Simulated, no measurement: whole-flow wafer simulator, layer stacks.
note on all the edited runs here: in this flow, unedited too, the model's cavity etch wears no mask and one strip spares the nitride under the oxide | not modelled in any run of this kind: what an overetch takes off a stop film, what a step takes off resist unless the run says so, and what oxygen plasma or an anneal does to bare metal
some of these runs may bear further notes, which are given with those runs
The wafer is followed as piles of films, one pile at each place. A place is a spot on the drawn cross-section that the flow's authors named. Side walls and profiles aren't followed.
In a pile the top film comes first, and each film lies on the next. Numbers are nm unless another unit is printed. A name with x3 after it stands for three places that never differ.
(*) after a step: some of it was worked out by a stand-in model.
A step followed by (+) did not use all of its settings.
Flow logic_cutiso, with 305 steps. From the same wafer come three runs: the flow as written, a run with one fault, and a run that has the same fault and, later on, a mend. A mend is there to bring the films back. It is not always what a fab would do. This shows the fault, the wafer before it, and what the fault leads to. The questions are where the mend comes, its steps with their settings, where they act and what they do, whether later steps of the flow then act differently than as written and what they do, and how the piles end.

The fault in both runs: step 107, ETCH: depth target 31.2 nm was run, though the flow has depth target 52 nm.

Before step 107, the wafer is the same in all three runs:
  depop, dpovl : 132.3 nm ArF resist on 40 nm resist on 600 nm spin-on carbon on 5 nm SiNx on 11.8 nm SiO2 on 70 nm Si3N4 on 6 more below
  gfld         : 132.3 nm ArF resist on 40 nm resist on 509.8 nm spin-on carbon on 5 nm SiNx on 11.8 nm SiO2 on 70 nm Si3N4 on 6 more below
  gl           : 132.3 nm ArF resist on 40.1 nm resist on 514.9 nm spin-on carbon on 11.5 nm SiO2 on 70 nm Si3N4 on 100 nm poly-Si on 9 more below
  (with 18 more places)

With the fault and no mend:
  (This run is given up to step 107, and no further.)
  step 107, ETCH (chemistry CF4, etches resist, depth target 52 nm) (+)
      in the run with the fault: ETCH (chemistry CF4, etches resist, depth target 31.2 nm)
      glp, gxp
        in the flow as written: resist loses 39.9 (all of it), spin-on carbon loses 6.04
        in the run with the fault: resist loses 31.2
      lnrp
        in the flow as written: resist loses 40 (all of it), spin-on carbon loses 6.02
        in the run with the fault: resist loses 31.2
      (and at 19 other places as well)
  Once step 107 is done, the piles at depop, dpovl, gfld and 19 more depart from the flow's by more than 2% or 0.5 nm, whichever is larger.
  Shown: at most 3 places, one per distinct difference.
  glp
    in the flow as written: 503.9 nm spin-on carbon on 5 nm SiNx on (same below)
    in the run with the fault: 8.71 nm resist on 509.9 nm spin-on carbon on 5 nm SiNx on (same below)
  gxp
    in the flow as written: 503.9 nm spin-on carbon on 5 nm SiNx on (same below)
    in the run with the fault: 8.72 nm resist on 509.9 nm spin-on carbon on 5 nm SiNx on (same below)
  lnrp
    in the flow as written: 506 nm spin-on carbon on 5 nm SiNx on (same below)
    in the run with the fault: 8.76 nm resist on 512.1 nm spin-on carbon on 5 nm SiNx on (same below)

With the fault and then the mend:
  The mend follows step 107.
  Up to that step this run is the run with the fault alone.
  step 107a, ETCH (chemistry CF4, etches resist, depth target 20.8 nm) (*) (+) (a further turn of the flow's step 107, with different settings)
      depop, dpovl, gfld and 14 more
        ArF resist loses 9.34
      glp
        resist loses 8.71 (all of it), spin-on carbon loses 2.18
      gxp
        resist loses 8.72 (all of it), spin-on carbon loses 2.18
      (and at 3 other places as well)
  Steps further on in the flow that do not act as written (not shown: 2 more steps that differ only slightly, by at most 2% or 0.5 nm, whichever is larger):
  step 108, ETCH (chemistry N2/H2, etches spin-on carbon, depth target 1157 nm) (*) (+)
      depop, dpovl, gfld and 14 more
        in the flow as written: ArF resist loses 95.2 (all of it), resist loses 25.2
        in the run with the mend: ArF resist loses 100.7 (all of it), resist loses 25.2
  At every place that both follow, the piles at the end match the flow's.
